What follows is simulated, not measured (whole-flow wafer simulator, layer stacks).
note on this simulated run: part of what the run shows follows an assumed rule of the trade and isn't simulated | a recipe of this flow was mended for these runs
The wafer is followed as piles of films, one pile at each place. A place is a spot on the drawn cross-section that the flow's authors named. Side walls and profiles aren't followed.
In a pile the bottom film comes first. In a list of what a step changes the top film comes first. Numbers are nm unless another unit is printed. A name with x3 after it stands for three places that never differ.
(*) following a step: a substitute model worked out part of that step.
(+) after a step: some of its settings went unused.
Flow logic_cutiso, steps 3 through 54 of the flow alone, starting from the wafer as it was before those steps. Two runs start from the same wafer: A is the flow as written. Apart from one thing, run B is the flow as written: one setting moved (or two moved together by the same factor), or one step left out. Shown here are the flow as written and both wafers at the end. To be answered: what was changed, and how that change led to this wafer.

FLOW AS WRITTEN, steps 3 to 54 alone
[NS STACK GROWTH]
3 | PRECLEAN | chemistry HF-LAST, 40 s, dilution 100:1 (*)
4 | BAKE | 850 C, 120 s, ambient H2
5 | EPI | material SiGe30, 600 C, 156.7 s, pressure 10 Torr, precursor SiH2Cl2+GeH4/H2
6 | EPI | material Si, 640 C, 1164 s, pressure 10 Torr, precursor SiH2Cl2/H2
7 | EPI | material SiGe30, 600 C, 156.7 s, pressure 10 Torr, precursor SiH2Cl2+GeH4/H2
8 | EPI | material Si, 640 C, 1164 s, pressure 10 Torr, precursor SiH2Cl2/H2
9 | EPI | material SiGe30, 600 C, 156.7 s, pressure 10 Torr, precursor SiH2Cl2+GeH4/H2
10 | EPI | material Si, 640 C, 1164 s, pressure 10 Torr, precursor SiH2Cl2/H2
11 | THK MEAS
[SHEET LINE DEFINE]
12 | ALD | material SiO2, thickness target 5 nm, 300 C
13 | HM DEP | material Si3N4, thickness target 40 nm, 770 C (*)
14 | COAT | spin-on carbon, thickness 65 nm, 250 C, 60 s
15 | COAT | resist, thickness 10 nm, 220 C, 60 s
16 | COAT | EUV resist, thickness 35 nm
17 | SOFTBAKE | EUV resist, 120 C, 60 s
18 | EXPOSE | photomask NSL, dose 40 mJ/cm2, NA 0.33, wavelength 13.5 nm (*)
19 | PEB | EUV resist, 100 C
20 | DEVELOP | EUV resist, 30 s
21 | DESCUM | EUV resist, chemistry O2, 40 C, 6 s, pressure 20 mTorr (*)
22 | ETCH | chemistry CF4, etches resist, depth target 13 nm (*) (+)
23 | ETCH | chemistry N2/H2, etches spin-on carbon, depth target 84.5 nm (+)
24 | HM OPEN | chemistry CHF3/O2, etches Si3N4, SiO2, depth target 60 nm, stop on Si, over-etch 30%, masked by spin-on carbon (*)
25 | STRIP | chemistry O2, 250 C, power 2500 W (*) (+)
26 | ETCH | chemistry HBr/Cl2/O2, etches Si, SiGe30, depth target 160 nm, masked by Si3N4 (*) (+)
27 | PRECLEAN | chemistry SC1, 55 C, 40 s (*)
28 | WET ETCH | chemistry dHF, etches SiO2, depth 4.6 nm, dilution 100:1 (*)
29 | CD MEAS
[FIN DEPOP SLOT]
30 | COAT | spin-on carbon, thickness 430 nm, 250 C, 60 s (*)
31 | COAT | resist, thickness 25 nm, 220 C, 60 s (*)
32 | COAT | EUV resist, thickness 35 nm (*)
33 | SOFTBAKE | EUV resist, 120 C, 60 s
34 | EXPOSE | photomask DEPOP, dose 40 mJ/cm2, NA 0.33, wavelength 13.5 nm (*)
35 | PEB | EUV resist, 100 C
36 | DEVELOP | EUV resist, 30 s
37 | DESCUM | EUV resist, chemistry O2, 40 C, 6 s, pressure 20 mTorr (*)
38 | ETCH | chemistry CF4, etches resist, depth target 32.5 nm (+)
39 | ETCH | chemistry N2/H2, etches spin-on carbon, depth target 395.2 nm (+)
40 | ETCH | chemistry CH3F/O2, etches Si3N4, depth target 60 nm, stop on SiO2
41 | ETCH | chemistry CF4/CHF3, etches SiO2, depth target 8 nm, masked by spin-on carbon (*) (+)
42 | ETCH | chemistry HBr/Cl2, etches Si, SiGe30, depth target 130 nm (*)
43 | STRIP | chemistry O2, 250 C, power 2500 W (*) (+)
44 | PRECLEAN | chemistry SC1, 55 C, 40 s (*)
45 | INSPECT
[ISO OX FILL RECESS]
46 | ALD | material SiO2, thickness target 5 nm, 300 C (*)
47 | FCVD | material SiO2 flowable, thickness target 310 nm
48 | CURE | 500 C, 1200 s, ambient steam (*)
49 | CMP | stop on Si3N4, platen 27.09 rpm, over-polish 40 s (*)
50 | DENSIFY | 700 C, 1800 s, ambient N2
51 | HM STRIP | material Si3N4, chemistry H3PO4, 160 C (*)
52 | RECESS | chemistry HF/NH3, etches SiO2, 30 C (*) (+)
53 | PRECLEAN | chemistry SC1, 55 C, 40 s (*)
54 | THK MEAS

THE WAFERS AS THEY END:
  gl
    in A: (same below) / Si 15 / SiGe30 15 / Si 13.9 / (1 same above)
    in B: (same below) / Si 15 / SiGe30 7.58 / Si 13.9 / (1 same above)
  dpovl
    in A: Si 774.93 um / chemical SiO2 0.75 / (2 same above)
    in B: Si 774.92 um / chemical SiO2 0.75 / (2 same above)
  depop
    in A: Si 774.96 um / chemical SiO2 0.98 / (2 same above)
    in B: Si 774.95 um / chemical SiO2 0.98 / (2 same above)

The reason: step 9, EPI: 565 C was run, though the flow has 600 C.

Step by step, how the change led to this:
  9 | EPI | material SiGe30, 600 C, 156.7 s, pressure 10 Torr, precursor SiH2Cl2+GeH4/H2
      depop, dpovl, gfld and 19 more: A SiGe30 gains 15 (new film) | B SiGe30 gains 7.58 (new film)
  26 | ETCH | chemistry HBr/Cl2/O2, etches Si, SiGe30, depth target 160 nm, masked by Si3N4 (*) (+)
      dpovl, gfld, gxf, iso, isow, lnri, nsgap: A chemical SiO2 loses 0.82 (all of it), Si loses 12 (all of it), SiGe30 loses 15 (all of it), Si loses 15 (all of it), SiGe30 loses 15 (all of it), Si loses 15 (all of it), SiGe30 loses 15 (all of it), Si loses 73 | B chemical SiO2 loses 0.82 (all of it), Si loses 12 (all of it), SiGe30 loses 7.58 (all of it), Si loses 15 (all of it), SiGe30 loses 15 (all of it), Si loses 15 (all of it), SiGe30 loses 15 (all of it), Si loses 80.4
  42 | ETCH | chemistry HBr/Cl2, etches Si, SiGe30, depth target 130 nm (*)
      depop: A Si loses 13.8 (all of it), SiGe30 loses 15 (all of it), Si loses 15 (all of it), SiGe30 loses 15 (all of it), Si loses 15 (all of it), SiGe30 loses 15 (all of it), Si loses 41.2 | B Si loses 13.8 (all of it), SiGe30 loses 7.58 (all of it), Si loses 15 (all of it), SiGe30 loses 15 (all of it), Si loses 15 (all of it), SiGe30 loses 15 (all of it), Si loses 48.6
